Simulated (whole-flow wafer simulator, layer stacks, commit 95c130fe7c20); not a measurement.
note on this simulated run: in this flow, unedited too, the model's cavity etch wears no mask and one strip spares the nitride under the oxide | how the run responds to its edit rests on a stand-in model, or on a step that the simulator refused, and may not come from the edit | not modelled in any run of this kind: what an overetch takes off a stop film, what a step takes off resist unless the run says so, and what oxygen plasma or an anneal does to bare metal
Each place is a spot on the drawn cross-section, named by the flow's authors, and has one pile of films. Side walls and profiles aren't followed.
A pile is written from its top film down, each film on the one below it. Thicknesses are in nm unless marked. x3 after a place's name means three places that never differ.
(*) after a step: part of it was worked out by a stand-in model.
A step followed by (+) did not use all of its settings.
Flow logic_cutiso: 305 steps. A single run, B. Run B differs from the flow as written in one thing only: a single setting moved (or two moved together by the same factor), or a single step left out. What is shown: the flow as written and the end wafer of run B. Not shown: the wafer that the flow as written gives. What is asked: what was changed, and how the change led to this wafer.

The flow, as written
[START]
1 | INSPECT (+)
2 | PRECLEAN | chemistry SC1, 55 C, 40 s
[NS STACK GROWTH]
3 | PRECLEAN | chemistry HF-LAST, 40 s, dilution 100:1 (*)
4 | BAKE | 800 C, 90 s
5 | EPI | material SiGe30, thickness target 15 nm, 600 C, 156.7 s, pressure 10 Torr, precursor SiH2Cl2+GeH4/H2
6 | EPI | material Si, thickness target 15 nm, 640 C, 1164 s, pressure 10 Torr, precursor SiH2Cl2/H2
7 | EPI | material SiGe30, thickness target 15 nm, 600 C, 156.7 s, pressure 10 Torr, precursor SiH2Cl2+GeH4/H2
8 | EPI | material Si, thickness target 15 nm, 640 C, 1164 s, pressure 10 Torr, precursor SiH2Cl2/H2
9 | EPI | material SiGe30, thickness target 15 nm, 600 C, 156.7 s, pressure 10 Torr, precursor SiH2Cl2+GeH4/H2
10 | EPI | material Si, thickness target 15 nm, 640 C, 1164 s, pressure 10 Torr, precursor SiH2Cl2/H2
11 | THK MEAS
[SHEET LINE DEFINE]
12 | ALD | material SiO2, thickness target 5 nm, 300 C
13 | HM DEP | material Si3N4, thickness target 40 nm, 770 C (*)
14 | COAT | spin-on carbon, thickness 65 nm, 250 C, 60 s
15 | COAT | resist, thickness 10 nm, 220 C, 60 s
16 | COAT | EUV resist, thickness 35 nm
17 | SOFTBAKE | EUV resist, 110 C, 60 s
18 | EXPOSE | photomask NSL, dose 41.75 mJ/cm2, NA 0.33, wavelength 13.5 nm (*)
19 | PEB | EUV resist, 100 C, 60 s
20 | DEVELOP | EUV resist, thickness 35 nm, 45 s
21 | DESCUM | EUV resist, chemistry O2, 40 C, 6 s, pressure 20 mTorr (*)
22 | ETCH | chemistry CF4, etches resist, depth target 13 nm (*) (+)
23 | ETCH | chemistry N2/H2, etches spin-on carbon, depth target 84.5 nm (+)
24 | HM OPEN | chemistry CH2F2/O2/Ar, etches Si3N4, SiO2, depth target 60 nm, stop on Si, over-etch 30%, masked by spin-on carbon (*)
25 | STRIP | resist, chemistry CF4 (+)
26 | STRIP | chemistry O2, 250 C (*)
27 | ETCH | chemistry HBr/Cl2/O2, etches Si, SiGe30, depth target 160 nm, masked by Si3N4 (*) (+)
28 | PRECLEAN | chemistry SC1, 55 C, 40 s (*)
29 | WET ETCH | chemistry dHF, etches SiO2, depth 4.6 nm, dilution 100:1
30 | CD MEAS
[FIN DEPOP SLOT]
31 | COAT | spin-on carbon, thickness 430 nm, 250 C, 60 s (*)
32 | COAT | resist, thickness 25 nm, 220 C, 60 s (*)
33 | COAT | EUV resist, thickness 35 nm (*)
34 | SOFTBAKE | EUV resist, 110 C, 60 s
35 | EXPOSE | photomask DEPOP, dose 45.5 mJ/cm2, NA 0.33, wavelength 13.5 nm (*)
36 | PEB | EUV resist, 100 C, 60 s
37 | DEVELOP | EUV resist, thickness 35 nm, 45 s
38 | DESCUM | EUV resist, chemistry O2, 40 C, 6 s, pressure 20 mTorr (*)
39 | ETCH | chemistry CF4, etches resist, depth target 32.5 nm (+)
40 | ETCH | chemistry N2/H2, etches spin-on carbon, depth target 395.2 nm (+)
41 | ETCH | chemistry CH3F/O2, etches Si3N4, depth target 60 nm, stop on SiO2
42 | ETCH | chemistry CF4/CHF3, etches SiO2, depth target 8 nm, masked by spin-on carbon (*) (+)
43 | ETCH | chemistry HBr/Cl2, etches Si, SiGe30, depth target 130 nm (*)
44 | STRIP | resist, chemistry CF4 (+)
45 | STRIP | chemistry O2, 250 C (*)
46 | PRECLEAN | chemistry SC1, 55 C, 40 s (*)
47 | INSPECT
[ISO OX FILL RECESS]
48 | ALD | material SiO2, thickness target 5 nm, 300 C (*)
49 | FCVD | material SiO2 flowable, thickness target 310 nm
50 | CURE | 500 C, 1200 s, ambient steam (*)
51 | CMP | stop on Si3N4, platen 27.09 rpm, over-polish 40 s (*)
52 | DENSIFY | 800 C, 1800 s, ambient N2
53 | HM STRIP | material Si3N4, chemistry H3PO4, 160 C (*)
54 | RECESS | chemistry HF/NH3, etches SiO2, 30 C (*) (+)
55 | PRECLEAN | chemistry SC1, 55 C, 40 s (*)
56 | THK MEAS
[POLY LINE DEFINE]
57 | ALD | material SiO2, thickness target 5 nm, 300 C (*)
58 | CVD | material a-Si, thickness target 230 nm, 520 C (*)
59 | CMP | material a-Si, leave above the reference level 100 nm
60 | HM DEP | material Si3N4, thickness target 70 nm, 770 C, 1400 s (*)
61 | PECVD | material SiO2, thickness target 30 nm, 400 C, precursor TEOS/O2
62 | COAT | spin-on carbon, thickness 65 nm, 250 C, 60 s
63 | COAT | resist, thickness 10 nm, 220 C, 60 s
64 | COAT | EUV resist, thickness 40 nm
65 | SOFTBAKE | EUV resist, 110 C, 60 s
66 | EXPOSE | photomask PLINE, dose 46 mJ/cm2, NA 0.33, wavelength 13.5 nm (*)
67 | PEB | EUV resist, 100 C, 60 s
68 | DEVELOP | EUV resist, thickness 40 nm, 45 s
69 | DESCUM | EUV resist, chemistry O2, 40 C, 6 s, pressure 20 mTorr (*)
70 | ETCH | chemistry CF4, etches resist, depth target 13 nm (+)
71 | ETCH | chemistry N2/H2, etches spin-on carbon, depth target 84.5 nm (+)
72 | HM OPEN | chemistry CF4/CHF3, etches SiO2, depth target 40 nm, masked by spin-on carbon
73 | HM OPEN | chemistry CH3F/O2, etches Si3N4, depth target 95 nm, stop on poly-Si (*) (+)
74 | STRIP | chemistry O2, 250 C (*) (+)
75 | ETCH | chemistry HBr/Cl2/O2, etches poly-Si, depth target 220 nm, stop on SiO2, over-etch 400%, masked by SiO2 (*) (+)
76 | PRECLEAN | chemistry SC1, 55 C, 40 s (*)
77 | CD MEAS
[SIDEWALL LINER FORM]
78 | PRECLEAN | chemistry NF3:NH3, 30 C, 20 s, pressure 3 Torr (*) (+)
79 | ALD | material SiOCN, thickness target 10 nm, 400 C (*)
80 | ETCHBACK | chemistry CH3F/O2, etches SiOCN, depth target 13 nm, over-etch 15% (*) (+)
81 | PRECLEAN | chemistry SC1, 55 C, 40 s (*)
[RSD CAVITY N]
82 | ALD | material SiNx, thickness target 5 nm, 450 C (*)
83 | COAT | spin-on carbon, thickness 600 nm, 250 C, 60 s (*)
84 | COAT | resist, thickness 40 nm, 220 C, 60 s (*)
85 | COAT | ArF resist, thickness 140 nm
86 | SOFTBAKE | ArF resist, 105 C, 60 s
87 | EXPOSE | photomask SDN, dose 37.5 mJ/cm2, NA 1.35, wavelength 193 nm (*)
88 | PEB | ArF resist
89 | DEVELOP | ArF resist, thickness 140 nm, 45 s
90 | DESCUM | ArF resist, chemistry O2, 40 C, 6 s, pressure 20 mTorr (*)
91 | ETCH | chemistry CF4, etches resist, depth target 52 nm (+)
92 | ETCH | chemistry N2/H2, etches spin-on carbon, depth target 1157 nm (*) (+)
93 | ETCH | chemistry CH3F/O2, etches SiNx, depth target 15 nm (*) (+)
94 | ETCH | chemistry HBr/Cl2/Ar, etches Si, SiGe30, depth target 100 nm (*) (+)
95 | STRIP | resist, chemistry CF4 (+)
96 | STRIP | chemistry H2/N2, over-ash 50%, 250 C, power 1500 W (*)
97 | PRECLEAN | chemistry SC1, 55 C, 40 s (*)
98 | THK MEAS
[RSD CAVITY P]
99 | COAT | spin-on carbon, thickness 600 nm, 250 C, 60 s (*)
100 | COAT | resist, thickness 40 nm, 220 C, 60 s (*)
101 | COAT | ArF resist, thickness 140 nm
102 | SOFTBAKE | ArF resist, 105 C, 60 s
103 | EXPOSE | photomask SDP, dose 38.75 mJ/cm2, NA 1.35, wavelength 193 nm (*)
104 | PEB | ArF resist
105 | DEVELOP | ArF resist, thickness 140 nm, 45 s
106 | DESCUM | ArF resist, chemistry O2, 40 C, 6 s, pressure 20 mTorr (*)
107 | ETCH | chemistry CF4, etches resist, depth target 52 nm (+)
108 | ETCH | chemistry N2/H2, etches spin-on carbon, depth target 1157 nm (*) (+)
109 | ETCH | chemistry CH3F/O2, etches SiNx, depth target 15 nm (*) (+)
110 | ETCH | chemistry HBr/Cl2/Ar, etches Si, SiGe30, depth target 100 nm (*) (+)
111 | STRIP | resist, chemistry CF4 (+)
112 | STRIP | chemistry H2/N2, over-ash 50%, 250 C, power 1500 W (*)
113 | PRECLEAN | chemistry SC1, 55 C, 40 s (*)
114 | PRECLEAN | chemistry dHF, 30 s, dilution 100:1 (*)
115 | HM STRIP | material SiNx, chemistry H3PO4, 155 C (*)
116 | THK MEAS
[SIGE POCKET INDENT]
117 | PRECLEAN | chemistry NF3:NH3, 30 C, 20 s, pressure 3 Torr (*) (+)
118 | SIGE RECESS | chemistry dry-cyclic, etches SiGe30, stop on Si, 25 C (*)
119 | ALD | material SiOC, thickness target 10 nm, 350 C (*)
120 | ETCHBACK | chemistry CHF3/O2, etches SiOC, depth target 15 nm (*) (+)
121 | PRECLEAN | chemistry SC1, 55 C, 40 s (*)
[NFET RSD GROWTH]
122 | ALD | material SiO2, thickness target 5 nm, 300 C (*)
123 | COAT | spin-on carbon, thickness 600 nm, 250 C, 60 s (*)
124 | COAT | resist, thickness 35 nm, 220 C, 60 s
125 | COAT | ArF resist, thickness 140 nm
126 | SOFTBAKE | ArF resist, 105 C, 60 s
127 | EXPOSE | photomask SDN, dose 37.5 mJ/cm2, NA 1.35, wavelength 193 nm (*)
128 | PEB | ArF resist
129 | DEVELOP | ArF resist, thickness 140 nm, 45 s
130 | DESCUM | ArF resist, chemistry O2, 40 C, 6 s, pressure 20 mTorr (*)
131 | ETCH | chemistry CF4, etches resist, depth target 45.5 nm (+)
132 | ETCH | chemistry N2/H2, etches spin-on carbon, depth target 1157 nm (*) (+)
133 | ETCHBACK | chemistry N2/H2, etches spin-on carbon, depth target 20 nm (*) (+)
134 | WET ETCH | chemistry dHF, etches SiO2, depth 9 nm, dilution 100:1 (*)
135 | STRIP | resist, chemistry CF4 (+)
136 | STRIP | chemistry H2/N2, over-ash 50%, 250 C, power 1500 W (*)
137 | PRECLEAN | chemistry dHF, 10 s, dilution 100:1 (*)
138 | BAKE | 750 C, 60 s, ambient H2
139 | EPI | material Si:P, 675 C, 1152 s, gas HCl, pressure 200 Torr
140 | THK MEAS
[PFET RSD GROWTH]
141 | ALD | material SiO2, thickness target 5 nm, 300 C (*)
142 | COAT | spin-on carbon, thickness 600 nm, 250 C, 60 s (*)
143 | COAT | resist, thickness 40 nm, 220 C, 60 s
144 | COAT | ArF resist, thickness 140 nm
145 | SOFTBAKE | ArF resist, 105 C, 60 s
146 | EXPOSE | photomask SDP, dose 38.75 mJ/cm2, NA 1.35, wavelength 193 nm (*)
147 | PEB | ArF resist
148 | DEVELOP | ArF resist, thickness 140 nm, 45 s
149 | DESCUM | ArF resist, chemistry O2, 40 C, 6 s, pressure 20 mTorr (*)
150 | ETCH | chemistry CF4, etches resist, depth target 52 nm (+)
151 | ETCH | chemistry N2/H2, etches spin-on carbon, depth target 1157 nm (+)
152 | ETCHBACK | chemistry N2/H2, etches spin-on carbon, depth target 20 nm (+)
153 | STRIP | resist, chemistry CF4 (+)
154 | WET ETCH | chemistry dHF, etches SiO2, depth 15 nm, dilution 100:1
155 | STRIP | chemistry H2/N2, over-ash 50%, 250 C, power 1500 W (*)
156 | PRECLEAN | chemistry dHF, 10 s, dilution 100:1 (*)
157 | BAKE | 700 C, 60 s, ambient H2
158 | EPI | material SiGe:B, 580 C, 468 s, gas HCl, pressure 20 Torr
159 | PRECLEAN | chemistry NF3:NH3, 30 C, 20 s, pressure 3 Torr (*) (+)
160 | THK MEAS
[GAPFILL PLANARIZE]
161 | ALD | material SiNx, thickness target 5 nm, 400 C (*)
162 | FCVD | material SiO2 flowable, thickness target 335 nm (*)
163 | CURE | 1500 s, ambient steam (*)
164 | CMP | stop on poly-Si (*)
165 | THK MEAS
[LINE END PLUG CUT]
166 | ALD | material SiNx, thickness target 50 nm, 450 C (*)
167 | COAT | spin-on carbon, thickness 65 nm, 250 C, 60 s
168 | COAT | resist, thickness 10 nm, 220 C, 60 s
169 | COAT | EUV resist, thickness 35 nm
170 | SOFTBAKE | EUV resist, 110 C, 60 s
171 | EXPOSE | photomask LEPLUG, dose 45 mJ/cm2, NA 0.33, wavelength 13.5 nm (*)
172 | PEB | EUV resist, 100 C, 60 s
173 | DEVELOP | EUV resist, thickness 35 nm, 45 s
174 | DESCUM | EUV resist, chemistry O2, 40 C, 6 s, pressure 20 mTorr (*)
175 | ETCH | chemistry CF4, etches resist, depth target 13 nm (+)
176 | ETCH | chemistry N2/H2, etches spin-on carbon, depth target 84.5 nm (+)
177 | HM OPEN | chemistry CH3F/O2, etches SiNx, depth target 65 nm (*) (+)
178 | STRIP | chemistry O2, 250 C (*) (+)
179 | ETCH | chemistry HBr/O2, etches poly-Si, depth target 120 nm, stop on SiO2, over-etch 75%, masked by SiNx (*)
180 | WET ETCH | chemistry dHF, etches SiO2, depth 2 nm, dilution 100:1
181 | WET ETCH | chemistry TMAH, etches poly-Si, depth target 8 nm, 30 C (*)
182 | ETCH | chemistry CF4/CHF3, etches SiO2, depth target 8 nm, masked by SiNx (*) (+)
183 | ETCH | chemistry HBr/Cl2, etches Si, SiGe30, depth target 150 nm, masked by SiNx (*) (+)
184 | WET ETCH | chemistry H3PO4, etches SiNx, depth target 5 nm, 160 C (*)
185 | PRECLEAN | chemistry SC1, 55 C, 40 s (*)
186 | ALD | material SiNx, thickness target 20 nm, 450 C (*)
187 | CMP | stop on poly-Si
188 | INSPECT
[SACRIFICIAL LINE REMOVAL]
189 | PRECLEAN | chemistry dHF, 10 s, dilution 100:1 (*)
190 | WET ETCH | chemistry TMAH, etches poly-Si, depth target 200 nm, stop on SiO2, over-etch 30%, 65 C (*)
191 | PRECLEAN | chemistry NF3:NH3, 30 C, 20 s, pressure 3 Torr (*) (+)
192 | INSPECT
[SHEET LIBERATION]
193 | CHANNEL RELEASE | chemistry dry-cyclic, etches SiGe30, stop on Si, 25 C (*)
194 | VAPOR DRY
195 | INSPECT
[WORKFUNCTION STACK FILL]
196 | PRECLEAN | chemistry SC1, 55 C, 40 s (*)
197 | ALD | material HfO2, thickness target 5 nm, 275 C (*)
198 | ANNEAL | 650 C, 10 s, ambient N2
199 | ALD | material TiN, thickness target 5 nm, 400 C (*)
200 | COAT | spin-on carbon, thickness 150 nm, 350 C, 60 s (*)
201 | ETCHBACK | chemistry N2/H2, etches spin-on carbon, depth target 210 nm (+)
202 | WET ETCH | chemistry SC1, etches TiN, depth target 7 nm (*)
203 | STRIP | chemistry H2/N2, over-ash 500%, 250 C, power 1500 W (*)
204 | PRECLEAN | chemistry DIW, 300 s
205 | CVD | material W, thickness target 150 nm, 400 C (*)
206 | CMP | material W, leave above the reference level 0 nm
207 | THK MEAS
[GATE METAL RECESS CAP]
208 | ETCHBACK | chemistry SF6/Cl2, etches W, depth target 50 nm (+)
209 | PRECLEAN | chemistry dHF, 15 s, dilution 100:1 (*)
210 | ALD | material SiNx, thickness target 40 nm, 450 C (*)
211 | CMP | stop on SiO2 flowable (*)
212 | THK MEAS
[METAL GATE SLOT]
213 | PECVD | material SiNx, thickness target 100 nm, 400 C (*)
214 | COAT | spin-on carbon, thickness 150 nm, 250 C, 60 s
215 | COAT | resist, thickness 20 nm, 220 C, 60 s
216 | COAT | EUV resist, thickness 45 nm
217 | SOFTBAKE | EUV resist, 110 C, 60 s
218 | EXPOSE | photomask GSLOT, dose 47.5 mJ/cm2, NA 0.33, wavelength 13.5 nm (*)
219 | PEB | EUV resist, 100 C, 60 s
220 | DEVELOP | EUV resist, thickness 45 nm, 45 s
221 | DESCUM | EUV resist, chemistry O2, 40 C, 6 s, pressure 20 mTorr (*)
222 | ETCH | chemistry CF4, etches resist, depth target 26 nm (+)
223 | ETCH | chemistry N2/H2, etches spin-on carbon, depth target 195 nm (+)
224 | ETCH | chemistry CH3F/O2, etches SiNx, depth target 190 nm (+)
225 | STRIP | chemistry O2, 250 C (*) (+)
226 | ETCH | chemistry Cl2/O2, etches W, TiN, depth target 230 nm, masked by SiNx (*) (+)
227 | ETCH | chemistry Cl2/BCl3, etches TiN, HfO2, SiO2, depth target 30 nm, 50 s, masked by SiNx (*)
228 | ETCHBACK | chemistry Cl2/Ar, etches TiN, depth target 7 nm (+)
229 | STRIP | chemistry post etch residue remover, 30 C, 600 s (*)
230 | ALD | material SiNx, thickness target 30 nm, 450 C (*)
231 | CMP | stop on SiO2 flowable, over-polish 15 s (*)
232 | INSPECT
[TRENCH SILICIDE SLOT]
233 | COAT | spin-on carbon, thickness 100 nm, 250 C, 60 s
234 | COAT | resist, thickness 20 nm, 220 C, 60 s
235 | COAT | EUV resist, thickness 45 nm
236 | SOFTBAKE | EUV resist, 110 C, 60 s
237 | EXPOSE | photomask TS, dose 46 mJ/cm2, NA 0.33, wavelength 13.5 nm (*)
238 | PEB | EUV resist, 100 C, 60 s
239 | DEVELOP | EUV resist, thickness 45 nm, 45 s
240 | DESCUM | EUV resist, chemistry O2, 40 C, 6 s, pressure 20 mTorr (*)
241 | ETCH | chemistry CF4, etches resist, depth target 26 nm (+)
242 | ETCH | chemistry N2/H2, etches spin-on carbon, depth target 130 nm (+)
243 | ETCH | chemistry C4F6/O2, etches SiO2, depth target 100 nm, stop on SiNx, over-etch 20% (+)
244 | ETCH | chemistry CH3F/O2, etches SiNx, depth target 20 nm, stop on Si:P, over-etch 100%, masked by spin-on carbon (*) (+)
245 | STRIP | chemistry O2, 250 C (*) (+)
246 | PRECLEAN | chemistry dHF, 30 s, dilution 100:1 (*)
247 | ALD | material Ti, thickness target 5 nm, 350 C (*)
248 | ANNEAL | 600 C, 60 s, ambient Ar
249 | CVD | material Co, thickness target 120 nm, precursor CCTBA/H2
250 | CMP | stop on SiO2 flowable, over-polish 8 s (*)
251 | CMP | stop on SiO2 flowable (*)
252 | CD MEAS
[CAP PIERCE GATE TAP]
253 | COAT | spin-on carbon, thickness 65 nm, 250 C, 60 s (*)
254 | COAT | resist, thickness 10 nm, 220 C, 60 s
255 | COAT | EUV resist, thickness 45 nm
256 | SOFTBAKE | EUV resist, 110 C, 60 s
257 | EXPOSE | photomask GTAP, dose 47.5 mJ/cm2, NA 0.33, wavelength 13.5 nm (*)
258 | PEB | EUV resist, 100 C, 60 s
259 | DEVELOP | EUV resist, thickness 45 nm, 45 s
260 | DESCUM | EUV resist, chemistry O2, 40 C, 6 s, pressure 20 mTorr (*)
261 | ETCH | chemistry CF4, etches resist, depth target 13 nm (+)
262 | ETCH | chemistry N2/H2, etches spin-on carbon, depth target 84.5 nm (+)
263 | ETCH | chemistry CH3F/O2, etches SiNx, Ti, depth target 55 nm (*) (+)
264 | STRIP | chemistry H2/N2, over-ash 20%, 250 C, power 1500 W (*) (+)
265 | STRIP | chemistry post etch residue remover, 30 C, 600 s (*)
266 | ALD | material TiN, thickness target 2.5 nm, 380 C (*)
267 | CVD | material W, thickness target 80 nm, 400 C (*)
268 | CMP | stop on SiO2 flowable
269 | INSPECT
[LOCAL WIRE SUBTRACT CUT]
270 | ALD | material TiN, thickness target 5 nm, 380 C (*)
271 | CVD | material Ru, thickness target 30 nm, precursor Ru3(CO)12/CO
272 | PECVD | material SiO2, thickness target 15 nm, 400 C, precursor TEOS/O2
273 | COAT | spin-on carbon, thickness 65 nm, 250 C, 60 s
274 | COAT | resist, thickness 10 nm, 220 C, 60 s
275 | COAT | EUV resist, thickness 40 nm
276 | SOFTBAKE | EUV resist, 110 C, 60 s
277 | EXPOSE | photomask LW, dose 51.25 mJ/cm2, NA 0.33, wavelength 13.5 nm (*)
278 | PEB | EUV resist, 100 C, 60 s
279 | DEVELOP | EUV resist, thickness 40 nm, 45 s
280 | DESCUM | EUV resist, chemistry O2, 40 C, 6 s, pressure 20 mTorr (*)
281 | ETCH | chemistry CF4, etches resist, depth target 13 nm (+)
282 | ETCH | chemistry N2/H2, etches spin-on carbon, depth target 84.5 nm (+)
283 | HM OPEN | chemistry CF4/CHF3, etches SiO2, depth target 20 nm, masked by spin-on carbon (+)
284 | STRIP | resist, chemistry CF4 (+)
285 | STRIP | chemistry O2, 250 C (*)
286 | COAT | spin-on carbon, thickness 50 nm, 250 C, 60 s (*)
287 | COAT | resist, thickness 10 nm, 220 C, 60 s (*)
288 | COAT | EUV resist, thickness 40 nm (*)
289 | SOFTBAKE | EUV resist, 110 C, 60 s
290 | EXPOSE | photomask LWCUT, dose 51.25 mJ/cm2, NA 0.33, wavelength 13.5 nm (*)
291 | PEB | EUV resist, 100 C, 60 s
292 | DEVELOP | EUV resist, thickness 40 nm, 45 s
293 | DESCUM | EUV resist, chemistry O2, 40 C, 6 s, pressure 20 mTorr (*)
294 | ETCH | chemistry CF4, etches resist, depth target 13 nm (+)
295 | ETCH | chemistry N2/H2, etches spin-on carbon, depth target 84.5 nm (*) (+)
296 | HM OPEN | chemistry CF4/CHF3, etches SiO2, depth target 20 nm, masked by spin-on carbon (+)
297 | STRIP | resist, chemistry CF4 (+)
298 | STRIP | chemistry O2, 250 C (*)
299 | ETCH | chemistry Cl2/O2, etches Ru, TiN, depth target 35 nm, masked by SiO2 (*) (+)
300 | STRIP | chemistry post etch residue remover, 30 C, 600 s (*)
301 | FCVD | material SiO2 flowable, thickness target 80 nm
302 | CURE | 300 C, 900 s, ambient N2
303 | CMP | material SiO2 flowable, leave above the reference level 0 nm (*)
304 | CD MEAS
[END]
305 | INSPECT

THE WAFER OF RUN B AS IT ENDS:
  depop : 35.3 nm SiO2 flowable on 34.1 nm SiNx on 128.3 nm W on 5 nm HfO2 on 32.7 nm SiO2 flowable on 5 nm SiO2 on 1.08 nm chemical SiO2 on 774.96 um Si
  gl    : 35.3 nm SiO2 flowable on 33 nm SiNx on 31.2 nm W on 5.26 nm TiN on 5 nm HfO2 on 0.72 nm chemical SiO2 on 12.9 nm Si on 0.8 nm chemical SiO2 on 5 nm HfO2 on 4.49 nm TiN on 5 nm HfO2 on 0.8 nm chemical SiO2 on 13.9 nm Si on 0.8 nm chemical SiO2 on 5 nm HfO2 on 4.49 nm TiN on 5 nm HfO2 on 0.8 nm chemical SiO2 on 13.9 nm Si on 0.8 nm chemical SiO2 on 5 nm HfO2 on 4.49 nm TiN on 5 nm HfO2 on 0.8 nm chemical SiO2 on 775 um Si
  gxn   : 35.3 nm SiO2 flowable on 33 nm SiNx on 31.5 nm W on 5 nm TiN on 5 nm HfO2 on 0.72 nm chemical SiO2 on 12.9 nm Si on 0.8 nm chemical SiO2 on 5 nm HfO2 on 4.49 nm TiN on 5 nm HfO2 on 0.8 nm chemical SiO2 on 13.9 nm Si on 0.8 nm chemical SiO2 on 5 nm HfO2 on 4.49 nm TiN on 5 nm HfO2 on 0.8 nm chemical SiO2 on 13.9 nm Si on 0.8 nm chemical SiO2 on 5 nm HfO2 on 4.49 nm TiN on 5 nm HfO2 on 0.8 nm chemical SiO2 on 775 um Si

Cause: step 211, CMP: stop on SiO2 flowable (*), was omitted.

How this came from the change, step by step:
  213 | PECVD | material SiNx, thickness target 100 nm, 400 C (*)
      lnr, lnri, lnrp, lnrt: SiNx gains 100 (it would be, as written: SiNx gains 100 (new film))
      rsdn, rsdp, rsdw, rsdx: SiNx gains 100.1 (it would be, as written: SiNx gains 100 (new film))
      (and at 1 other place as well)
  224 | ETCH | chemistry CH3F/O2, etches SiNx, depth target 190 nm (+)
      gfld: SiNx loses 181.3 (all of it), W loses 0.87 (it would be, as written: SiNx loses 138.1 (all of it), W loses 5.19)
  226 | ETCH | chemistry Cl2/O2, etches W, TiN, depth target 230 nm, masked by SiNx (*) (+)
      depop, dpovl, gl and 18 more: SiNx loses 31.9 (it would be, as written: SiNx loses 30.8)
      gfld: W loses 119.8 (all of it), TiN loses 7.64 (all of it), HfO2 loses 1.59 (it would be, as written: W loses 115.4 (all of it), TiN loses 7.64 (all of it), HfO2 loses 1.54)
  230 | ALD | material SiNx, thickness target 30 nm, 450 C (*)
      gfld: SiNx gains 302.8 (new film) (it would be, as written: SiNx gains 260.6 (new film))
  231 | CMP | stop on SiO2 flowable, over-polish 15 s (*)
      iso, rsdp, rsdw: SiNx loses 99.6 (it would be, as written: SiNx loses 61 (all of it), SiO2 flowable loses 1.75)
      rsdn, rsdx: SiNx loses 99.6 (it would be, as written: SiNx loses 61 (all of it), SiO2 flowable loses 1.77)
      (and at 17 other places as well)
  242 | ETCH | chemistry N2/H2, etches spin-on carbon, depth target 130 nm (+)
      rsdp, rsdw: spin-on carbon loses 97 (all of it), SiNx loses 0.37 (all of it), SiO2 flowable loses 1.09 (it would be, as written: spin-on carbon loses 97 (all of it), SiO2 flowable loses 1.83)
      rsdn: spin-on carbon loses 97 (all of it), SiNx loses 0.35 (all of it), SiO2 flowable loses 1.14 (it would be, as written: spin-on carbon loses 97 (all of it), SiO2 flowable loses 1.83)
  243 | ETCH | chemistry C4F6/O2, etches SiO2, depth target 100 nm, stop on SiNx, over-etch 20% (+)
      rsdn, rsdp, rsdw: SiO2 flowable loses 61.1 (all of it) (it would be, as written: SiO2 flowable loses 57.5 (all of it))
  246 | PRECLEAN | chemistry dHF, 30 s, dilution 100:1 (*)
      iso: SiNx loses 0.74 (all of it), SiO2 flowable loses 2.86 (it would be, as written: SiO2 flowable loses 9.13)
      rsdx: SiNx loses 0.35 (all of it), SiO2 flowable loses 5.91 (it would be, as written: SiO2 flowable loses 8.73)
      (and at 5 other places as well)
  249 | CVD | material Co, thickness target 120 nm, precursor CCTBA/H2
      iso: Co gains 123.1 (new film) (it would be, as written: Co gains 128.3 (new film))
  250 | CMP | stop on SiO2 flowable, over-polish 8 s (*)
      iso: Co loses 123.1 (all of it), Ti loses 5 (all of it) (it would be, as written: Co loses 127.1)
      rsdx: Co loses 125.7 (all of it), Ti loses 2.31 (it would be, as written: Co loses 127.9 (all of it))
  251 | CMP | stop on SiO2 flowable (*)
      iso: SiO2 flowable loses 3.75 (it would be, as written: Co loses 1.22 (all of it), Ti loses 4.34)
      rsdx: Ti loses 2.69 (all of it), SiO2 flowable loses 1.1 (it would be, as written: Ti loses 5 (all of it))
      (and at 15 other places as well)
  263 | ETCH | chemistry CH3F/O2, etches SiNx, Ti, depth target 55 nm (*) (+)
      glp, lnrp, lnrt, plug, rsdn, rsdp, rsdw: resist loses 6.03 (all of it), spin-on carbon loses 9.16 (it would be, as written: resist loses 6.02 (all of it), spin-on carbon loses 6.48)
      depop, dpovl, gl, isow, ns, nsgap: resist loses 6.03 (all of it), spin-on carbon loses 9.16 (it would be, as written: resist loses 6.03 (all of it), spin-on carbon loses 6.46)
      (and at 9 other places as well)
  264 | STRIP | chemistry H2/N2, over-ash 20%, 250 C, power 1500 W (*) (+)
      gfld, gl, glp and 11 more: spin-on carbon loses 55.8 (all of it) (it would be, as written: spin-on carbon loses 58.4 (all of it))
      depop, dpovl, isow, ns, nsgap: spin-on carbon loses 55.8 (all of it) (it would be, as written: spin-on carbon loses 58.5 (all of it))
      (and at 2 other places as well)
  265 | STRIP | chemistry post etch residue remover, 30 C, 600 s (*)
      iso: nothing (it would be, as written: Ti loses 0.66 (all of it))
  267 | CVD | material W, thickness target 80 nm, 400 C (*)
      tap: W gains 115.4 (new film) (it would be, as written: W gains 111.4 (new film))
  268 | CMP | stop on SiO2 flowable
      depop, dpovl, gfld and 9 more: W loses 80.2 (all of it), TiN loses 2.5 (all of it) (it would be, as written: W loses 80.2 (all of it), TiN loses 2.5 (all of it), SiNx loses 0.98)
      lnr, lnri, lnrp, lnrt: W loses 80 (all of it), TiN loses 2.5 (all of it), SiOCN loses 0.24 (it would be, as written: W loses 80 (all of it), TiN loses 2.5 (all of it), SiOCN loses 1.22)
      (and at 3 other places as well)
